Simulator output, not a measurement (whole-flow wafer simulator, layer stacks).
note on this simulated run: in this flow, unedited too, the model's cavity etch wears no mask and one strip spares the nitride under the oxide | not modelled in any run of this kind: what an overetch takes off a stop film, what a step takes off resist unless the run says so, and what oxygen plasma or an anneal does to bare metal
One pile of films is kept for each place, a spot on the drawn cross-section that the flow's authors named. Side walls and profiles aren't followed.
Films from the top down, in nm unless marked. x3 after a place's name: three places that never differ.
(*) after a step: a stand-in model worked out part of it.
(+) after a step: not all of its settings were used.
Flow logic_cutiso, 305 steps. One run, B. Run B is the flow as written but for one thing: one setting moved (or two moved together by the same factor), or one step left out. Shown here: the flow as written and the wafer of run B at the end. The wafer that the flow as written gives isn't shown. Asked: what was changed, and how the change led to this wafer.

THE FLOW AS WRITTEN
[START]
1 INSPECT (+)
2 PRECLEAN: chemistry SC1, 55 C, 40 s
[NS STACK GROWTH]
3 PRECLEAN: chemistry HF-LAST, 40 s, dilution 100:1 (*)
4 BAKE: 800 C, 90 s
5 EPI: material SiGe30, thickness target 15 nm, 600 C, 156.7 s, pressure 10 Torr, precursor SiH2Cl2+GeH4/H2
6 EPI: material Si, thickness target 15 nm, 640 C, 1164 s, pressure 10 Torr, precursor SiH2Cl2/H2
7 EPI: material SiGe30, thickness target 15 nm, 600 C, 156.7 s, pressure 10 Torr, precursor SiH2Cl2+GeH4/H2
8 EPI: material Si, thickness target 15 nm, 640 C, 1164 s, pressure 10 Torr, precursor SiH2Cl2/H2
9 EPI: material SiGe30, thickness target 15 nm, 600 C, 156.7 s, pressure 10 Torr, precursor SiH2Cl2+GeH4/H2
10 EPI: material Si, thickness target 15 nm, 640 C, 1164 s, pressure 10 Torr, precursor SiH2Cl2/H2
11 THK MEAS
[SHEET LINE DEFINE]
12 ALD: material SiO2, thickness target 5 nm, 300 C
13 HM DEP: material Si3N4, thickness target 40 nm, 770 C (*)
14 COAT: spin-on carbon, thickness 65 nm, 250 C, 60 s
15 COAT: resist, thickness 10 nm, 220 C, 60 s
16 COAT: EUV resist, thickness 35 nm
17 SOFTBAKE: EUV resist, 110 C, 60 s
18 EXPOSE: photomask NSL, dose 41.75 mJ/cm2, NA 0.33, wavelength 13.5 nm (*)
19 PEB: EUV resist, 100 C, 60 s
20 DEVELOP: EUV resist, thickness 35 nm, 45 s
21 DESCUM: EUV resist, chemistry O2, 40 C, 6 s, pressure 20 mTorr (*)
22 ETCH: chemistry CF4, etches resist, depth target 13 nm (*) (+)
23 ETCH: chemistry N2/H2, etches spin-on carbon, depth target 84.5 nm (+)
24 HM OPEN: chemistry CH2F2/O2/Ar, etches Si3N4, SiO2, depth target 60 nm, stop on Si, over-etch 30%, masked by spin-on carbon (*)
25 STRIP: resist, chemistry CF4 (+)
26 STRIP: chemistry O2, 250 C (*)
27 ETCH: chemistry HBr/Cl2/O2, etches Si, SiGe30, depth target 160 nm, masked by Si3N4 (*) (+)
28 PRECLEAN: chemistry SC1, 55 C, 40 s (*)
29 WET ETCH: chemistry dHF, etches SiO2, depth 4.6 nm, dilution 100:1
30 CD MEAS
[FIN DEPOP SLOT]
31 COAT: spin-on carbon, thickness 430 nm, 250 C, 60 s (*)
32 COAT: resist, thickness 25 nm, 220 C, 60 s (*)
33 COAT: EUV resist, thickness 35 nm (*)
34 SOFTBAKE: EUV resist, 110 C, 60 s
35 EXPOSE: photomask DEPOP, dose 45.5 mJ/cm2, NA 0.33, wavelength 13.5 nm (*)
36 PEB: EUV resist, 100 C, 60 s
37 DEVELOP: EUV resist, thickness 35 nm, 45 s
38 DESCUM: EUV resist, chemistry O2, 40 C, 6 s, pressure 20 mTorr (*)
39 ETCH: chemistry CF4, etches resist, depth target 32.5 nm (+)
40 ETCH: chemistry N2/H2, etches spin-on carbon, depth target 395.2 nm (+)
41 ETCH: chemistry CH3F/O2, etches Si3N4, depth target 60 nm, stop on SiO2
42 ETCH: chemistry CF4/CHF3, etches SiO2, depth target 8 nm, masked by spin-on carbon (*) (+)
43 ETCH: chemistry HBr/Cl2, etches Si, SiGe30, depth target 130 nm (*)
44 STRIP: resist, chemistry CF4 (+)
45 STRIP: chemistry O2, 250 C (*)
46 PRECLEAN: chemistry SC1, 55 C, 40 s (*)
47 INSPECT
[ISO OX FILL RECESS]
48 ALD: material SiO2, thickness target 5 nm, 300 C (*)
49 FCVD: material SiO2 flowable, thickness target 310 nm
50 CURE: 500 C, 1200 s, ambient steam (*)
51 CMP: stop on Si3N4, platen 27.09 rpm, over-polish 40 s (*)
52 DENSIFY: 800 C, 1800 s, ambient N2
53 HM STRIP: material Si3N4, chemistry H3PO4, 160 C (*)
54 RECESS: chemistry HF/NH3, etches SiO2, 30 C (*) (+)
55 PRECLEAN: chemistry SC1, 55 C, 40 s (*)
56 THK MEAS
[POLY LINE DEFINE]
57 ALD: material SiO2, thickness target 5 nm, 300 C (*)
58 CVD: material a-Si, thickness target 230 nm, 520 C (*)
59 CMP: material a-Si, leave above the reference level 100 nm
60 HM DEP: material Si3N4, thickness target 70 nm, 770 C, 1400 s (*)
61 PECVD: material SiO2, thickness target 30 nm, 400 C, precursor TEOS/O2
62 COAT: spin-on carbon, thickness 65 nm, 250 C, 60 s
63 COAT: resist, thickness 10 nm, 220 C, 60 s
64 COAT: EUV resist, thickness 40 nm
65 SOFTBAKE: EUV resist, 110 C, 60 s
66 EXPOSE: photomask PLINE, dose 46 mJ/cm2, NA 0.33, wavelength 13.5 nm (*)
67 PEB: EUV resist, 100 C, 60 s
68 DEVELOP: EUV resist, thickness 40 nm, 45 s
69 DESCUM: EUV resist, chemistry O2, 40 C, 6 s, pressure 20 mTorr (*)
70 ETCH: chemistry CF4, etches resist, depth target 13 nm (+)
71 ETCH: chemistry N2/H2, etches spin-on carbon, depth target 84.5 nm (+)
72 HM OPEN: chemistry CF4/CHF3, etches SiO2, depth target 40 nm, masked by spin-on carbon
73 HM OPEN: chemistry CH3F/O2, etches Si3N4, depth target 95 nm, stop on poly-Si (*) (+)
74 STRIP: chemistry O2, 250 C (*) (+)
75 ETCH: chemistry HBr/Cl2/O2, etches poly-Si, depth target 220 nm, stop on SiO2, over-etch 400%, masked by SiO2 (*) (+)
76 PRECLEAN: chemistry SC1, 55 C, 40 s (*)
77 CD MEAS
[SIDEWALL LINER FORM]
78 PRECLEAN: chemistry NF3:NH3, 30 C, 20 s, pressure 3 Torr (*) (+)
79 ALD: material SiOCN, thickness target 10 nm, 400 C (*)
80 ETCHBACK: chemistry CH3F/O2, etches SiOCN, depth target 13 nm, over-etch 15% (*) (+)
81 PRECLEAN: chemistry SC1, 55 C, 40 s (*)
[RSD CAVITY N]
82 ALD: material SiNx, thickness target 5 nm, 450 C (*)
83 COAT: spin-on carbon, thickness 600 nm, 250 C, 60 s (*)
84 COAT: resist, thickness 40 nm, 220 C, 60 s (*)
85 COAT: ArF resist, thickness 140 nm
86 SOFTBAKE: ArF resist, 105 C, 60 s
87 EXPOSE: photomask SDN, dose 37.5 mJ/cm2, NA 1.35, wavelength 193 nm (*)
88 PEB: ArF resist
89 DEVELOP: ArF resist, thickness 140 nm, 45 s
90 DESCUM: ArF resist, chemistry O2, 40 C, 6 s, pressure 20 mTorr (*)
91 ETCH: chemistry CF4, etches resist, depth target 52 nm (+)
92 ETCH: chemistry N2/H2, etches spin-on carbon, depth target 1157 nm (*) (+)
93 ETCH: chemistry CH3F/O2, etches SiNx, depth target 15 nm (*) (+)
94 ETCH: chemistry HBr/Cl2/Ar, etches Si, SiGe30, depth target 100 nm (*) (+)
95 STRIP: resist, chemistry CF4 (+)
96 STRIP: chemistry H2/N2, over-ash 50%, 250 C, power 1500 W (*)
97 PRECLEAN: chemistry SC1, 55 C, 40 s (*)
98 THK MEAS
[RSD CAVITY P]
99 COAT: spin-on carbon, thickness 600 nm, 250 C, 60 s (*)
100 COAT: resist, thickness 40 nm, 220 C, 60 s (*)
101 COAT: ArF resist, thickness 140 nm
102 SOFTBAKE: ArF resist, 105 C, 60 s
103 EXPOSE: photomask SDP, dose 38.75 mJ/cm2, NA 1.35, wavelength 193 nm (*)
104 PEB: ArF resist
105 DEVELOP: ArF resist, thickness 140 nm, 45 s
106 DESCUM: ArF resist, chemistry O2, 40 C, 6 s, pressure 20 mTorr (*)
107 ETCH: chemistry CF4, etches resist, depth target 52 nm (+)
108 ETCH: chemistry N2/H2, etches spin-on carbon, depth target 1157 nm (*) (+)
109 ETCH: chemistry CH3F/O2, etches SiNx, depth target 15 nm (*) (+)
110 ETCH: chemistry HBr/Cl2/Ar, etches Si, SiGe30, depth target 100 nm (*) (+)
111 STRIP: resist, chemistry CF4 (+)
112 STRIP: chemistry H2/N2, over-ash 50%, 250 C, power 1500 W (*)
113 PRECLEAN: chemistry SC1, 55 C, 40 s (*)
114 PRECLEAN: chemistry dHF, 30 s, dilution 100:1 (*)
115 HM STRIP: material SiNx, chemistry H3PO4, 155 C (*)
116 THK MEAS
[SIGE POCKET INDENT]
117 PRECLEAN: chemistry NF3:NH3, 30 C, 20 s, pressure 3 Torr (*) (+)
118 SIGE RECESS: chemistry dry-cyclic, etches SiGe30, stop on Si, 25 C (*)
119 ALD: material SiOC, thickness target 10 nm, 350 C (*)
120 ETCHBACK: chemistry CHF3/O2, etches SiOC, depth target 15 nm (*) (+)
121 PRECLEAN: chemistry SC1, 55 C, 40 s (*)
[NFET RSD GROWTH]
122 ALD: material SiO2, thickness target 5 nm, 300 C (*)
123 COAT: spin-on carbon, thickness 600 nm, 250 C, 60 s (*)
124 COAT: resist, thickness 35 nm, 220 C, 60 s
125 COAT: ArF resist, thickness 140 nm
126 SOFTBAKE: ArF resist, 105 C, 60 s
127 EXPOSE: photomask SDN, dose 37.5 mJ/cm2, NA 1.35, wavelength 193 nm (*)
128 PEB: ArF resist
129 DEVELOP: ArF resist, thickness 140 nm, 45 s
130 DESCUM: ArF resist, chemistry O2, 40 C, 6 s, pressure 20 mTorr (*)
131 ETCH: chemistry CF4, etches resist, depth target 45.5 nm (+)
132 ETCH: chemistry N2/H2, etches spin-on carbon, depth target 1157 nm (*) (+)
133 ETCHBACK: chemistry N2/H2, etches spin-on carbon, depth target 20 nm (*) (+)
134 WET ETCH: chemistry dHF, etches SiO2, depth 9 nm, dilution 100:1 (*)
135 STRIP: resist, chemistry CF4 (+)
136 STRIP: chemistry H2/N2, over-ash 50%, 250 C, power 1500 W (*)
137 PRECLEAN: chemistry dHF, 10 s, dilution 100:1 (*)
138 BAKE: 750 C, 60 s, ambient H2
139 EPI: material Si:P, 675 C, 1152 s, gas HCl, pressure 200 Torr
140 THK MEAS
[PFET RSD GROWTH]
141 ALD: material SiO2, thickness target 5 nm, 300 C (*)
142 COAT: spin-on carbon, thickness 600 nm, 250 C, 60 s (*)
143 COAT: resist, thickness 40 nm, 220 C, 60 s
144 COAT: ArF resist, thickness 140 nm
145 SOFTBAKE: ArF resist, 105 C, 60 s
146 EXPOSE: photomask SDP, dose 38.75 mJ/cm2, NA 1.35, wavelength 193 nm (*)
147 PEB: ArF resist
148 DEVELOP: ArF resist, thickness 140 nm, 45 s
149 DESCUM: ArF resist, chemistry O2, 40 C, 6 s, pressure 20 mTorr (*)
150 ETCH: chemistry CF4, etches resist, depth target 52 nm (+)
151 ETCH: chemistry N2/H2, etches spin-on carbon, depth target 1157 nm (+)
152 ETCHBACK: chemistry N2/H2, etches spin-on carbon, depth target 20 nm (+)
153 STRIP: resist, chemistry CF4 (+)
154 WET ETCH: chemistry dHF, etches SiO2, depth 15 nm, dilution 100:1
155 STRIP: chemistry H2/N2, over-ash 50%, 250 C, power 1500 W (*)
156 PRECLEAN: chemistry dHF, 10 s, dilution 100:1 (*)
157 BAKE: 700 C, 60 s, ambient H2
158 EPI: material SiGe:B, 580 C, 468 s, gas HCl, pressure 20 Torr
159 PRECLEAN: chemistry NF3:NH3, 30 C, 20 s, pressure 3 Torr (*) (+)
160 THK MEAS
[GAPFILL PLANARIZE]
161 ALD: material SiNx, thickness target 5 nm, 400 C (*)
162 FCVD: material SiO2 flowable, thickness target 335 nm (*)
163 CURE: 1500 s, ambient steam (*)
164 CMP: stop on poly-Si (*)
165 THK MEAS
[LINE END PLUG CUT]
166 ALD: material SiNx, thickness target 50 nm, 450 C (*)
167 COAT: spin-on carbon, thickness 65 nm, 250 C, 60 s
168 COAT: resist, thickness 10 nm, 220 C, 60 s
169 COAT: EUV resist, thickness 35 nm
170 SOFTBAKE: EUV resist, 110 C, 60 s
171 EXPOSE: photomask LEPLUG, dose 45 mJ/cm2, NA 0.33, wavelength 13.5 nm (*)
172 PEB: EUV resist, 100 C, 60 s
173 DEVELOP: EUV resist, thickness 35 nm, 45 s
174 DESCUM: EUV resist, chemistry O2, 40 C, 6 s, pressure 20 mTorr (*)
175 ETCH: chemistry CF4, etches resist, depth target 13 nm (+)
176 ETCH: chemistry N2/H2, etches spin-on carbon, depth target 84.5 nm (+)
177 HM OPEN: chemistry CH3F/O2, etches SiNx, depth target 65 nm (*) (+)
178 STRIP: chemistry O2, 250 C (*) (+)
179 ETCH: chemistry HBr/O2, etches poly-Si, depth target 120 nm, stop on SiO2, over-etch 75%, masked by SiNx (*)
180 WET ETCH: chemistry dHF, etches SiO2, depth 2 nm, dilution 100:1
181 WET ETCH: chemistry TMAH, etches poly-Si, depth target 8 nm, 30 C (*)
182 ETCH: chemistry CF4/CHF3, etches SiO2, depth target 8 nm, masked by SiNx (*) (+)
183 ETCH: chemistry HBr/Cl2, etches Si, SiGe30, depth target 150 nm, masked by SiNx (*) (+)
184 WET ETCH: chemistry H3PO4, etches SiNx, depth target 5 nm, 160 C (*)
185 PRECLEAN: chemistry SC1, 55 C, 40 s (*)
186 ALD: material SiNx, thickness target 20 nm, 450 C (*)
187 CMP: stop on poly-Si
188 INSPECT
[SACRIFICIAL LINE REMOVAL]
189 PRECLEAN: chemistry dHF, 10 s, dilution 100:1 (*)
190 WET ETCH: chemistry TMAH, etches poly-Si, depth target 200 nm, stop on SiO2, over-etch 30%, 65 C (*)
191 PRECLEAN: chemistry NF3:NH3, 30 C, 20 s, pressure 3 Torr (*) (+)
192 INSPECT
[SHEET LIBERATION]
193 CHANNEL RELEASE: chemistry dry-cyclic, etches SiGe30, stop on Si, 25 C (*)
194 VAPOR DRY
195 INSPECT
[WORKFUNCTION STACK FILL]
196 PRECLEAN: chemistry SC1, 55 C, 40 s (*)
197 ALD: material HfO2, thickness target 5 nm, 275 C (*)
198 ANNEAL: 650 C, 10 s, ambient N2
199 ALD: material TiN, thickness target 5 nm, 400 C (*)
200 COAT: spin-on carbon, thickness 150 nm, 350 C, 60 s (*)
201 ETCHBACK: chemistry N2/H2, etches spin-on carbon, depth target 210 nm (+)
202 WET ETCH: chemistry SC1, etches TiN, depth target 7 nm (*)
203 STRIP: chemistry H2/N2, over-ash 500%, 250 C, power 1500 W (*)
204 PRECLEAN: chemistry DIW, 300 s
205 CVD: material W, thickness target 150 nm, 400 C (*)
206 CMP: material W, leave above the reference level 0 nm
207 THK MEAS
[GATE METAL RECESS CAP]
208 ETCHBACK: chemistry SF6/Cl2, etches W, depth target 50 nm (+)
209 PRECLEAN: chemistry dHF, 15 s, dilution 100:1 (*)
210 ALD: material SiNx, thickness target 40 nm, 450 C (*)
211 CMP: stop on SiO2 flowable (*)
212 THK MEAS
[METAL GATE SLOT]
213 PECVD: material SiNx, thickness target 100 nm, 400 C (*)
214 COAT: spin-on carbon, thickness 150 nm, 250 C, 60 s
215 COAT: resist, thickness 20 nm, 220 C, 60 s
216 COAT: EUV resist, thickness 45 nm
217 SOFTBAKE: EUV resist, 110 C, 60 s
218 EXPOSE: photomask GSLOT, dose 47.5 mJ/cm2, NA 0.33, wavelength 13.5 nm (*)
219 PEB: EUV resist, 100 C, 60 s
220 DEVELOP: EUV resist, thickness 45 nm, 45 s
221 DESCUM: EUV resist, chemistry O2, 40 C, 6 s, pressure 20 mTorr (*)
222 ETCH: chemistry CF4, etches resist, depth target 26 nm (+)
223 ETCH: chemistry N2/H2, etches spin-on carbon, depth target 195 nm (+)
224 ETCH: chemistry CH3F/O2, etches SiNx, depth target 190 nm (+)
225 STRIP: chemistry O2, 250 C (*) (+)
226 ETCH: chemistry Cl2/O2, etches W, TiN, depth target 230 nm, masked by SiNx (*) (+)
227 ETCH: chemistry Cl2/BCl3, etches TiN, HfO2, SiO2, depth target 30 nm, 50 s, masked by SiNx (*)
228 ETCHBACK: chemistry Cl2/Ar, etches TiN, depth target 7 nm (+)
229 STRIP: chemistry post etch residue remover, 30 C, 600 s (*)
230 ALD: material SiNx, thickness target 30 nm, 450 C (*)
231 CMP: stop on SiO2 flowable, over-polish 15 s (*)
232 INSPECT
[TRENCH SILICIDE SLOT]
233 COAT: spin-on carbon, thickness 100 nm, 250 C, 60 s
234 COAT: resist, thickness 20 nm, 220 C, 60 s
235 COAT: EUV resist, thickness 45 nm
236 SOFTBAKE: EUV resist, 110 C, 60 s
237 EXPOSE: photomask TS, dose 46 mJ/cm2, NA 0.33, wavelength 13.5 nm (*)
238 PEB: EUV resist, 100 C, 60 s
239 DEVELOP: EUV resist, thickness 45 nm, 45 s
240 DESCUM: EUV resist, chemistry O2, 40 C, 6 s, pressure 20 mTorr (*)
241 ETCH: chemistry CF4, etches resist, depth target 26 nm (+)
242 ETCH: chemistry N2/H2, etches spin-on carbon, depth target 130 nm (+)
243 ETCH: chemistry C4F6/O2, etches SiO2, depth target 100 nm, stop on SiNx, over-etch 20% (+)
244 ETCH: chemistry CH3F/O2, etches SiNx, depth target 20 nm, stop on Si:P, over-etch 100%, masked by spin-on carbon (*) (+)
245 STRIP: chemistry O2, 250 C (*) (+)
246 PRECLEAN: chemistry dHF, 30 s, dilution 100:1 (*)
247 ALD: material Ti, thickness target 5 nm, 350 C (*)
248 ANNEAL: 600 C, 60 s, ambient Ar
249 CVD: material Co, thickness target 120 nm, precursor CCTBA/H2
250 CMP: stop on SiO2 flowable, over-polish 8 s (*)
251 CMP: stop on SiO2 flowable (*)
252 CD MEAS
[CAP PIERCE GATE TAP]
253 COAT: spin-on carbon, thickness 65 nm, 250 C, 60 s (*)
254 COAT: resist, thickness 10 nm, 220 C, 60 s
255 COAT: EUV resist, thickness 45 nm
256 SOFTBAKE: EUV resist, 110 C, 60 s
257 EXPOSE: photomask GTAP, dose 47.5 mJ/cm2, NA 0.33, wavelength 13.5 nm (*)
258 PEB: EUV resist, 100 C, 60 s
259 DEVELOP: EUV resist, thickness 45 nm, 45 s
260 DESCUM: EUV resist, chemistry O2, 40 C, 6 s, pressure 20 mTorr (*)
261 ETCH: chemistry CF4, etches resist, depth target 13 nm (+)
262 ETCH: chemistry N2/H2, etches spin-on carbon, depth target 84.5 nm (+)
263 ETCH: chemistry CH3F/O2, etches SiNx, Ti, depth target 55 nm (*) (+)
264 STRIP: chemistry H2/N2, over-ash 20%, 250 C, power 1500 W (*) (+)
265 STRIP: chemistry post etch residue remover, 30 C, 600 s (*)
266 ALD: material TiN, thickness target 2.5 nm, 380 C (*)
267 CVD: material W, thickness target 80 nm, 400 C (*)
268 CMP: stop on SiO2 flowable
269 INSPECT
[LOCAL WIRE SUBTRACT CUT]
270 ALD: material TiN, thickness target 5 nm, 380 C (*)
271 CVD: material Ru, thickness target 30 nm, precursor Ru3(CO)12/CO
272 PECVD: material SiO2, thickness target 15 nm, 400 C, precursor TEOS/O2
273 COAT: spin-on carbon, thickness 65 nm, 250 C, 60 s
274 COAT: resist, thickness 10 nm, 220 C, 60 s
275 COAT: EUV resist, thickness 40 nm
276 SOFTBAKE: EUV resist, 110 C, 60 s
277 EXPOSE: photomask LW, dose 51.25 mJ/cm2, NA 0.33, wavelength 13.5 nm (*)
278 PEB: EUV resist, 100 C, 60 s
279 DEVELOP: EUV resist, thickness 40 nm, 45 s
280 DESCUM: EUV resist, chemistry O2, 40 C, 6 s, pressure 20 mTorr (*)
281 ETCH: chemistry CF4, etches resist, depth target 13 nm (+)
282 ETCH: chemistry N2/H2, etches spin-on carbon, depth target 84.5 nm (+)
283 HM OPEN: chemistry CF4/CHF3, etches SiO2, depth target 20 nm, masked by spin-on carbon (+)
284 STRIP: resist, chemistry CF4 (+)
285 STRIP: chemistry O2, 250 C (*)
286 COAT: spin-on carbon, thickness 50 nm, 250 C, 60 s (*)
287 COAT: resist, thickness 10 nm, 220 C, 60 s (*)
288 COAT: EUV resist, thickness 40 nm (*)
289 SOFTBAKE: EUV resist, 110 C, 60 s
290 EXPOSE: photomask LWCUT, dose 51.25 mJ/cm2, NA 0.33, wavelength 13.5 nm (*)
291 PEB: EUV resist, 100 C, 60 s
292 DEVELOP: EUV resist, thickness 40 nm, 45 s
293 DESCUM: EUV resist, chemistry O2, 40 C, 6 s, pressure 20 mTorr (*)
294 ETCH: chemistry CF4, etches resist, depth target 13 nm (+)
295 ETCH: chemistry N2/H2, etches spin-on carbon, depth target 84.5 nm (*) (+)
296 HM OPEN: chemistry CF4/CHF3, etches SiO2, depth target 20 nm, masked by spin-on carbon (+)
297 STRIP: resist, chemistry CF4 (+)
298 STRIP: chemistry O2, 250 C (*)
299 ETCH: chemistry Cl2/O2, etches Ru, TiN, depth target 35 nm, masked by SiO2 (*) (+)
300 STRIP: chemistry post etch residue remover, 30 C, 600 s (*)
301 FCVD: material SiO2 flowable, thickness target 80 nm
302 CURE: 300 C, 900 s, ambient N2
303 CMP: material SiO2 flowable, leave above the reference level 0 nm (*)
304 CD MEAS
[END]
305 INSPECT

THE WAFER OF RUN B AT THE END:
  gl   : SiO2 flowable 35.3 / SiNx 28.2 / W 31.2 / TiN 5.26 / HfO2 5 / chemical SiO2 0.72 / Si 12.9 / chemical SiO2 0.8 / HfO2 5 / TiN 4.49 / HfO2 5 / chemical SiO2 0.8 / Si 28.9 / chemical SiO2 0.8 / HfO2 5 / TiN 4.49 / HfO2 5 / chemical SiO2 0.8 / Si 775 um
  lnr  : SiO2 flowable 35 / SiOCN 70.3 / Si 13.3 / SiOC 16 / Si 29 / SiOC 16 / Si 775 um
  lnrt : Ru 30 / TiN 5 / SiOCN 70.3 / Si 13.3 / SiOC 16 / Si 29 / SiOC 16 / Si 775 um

The cause: step 7, EPI: material SiGe30, thickness target 15 nm, 600 C, 156.7 s, pressure 10 Torr, precursor SiH2Cl2+GeH4/H2, was left out.

How the change led to this, step by step:
  8 EPI: material Si, thickness target 15 nm, 640 C, 1164 s, pressure 10 Torr, precursor SiH2Cl2/H2
      depop, dpovl, gfld and 19 more: Si +15 (as written it would be: Si +15 (new film))
  27 ETCH: chemistry HBr/Cl2/O2, etches Si, SiGe30, depth target 160 nm, masked by Si3N4 (*) (+)
      gfld, gxf, iso, lnri: chemical SiO2 -0.79 (all of it), Si -11.4 (all of it), SiGe30 -15 (all of it), Si -30 (all of it), SiGe30 -15 (all of it), Si -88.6 (as written it would be: chemical SiO2 -0.79 (all of it), Si -11.4 (all of it), SiGe30 -15 (all of it), Si -15 (all of it), SiGe30 -15 (all of it), Si -15 (all of it), SiGe30 -15 (all of it), Si -73.6)
      dpovl, nsgap: chemical SiO2 -0.79 (all of it), Si -11.8 (all of it), SiGe30 -15 (all of it), Si -30 (all of it), SiGe30 -15 (all of it), Si -88.2 (as written it would be: chemical SiO2 -0.79 (all of it), Si -11.8 (all of it), SiGe30 -15 (all of it), Si -15 (all of it), SiGe30 -15 (all of it), Si -15 (all of it), SiGe30 -15 (all of it), Si -73.2)
      (and at 1 more place)
  43 ETCH: chemistry HBr/Cl2, etches Si, SiGe30, depth target 130 nm (*)
      depop: Si -14 (all of it), SiGe30 -15 (all of it), Si -30 (all of it), SiGe30 -15 (all of it), Si -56 (as written it would be: Si -14 (all of it), SiGe30 -15 (all of it), Si -15 (all of it), SiGe30 -15 (all of it), Si -15 (all of it), SiGe30 -15 (all of it), Si -41)
  94 ETCH: chemistry HBr/Cl2/Ar, etches Si, SiGe30, depth target 100 nm (*) (+)
      rsdn, rsdx: chemical SiO2 -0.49 (all of it), Si -12.8 (all of it), SiGe30 -15 (all of it), Si -30 (all of it), SiGe30 -15 (all of it), Si -27.2 (as written it would be: chemical SiO2 -0.49 (all of it), Si -12.8 (all of it), SiGe30 -15 (all of it), Si -15 (all of it), SiGe30 -15 (all of it), Si -15 (all of it), SiGe30 -15 (all of it), Si -12.2)
  110 ETCH: chemistry HBr/Cl2/Ar, etches Si, SiGe30, depth target 100 nm (*) (+)
      rsdp, rsdw: chemical SiO2 -0.49 (all of it), Si -12.8 (all of it), SiGe30 -15 (all of it), Si -30 (all of it), SiGe30 -15 (all of it), Si -27.2 (as written it would be: chemical SiO2 -0.49 (all of it), Si -12.8 (all of it), SiGe30 -15 (all of it), Si -15 (all of it), SiGe30 -15 (all of it), Si -15 (all of it), SiGe30 -15 (all of it), Si -12.2)
  118 SIGE RECESS: chemistry dry-cyclic, etches SiGe30, stop on Si, 25 C (*)
      lnr, lnrp, lnrt: SiOCN -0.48, Si -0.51, cavity +16 (new film), SiGe30 -15 (all of it), Si -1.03, cavity +16 (new film), SiGe30 -15 (all of it), Si -0.51 (as written it would be: SiOCN -0.48, Si -0.51, cavity +16 (new film), SiGe30 -15 (all of it), Si -1.03, cavity +16 (new film), SiGe30 -15 (all of it), Si -1.03, cavity +16 (new film), SiGe30 -15 (all of it), Si -0.51)
  119 ALD: material SiOC, thickness target 10 nm, 350 C (*)
      lnr, lnrp, lnrt: SiOC +10 (new film), SiOC +16 (new film), cavity -16 (all of it), SiOC +16 (new film), cavity -16 (all of it) (as written it would be: SiOC +10 (new film), SiOC +16 (new film), cavity -16 (all of it), SiOC +16 (new film), cavity -16 (all of it), SiOC +16 (new film), cavity -16 (all of it))
  183 ETCH: chemistry HBr/Cl2, etches Si, SiGe30, depth target 150 nm, masked by SiNx (*) (+)
      plug: Si -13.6 (all of it), SiGe30 -15 (all of it), Si -30 (all of it), SiGe30 -15 (all of it), Si -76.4 (as written it would be: Si -13.6 (all of it), SiGe30 -15 (all of it), Si -15 (all of it), SiGe30 -15 (all of it), Si -15 (all of it), SiGe30 -15 (all of it), Si -61.4)
  193 CHANNEL RELEASE: chemistry dry-cyclic, etches SiGe30, stop on Si, 25 C (*)
      gl, glp, gxn, gxp, ns, tap: chemical SiO2 +0.8 (new film), Si -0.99, chemical SiO2 +0.8 (new film), cavity +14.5 (new film), chemical SiO2 +0.8 (new film), SiGe30 -15 (all of it), Si -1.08, chemical SiO2 +0.8 (new film), cavity +14.5 (new film), chemical SiO2 +0.8 (new film), SiGe30 -15 (all of it), Si -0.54 (as written it would be: chemical SiO2 +0.8 (new film), Si -0.99, chemical SiO2 +0.8 (new film), cavity +14.5 (new film), chemical SiO2 +0.8 (new film), SiGe30 -15 (all of it), Si -1.08, chemical SiO2 +0.8 (new film), cavity +14.5 (new film), chemical SiO2 +0.8 (new film), SiGe30 -15 (all of it), Si -1.08, chemical SiO2 +0.8 (new film), cavity +14.5 (new film), chemical SiO2 +0.8 (new film), SiGe30 -15 (all of it), Si -0.54)
  197 ALD: material HfO2, thickness target 5 nm, 275 C (*)
      gl, glp, gxn, gxp, ns, tap: HfO2 +5 (new film), HfO2 +5 (new film), cavity -10, HfO2 +5 (new film), HfO2 +5 (new film), cavity -10, HfO2 +5 (new film) (as written it would be: HfO2 +5 (new film), HfO2 +5 (new film), cavity -10, HfO2 +5 (new film), HfO2 +5 (new film), cavity -10, HfO2 +5 (new film), HfO2 +5 (new film), cavity -10, HfO2 +5 (new film))
  199 ALD: material TiN, thickness target 5 nm, 400 C (*)
      gl, glp, tap: TiN +5.26 (new film), TiN +4.49 (new film), cavity -4.49 (all of it), TiN +4.49 (new film), cavity -4.49 (all of it) (as written it would be: TiN +5.26 (new film), TiN +4.49 (new film), cavity -4.49 (all of it), TiN +4.49 (new film), cavity -4.49 (all of it), TiN +4.49 (new film), cavity -4.49 (all of it))
      gxn, gxp, ns: TiN +5 (new film), TiN +4.49 (new film), cavity -4.49 (all of it), TiN +4.49 (new film), cavity -4.49 (all of it) (as written it would be: TiN +5 (new film), TiN +4.49 (new film), cavity -4.49 (all of it), TiN +4.49 (new film), cavity -4.49 (all of it), TiN +4.49 (new film), cavity -4.49 (all of it))
Counting metal films that touch as one body, gl has 3 bodies (between them, from the top down: HfO2 5 / chemical SiO2 0.72 / Si 12.9 / chemical SiO2 0.8 / HfO2 5; HfO2 5 / chemical SiO2 0.8 / Si 28.9 / chemical SiO2 0.8 / HfO2 5); the flow as written gives 4 bodies (between them, from the top down: HfO2 5 / chemical SiO2 0.72 / Si 12.9 / chemical SiO2 0.8 / HfO2 5; HfO2 5 / chemical SiO2 0.8 / Si 13.9 / chemical SiO2 0.8 / HfO2 5; HfO2 5 / chemical SiO2 0.8 / Si 13.9 / chemical SiO2 0.8 / HfO2 5).
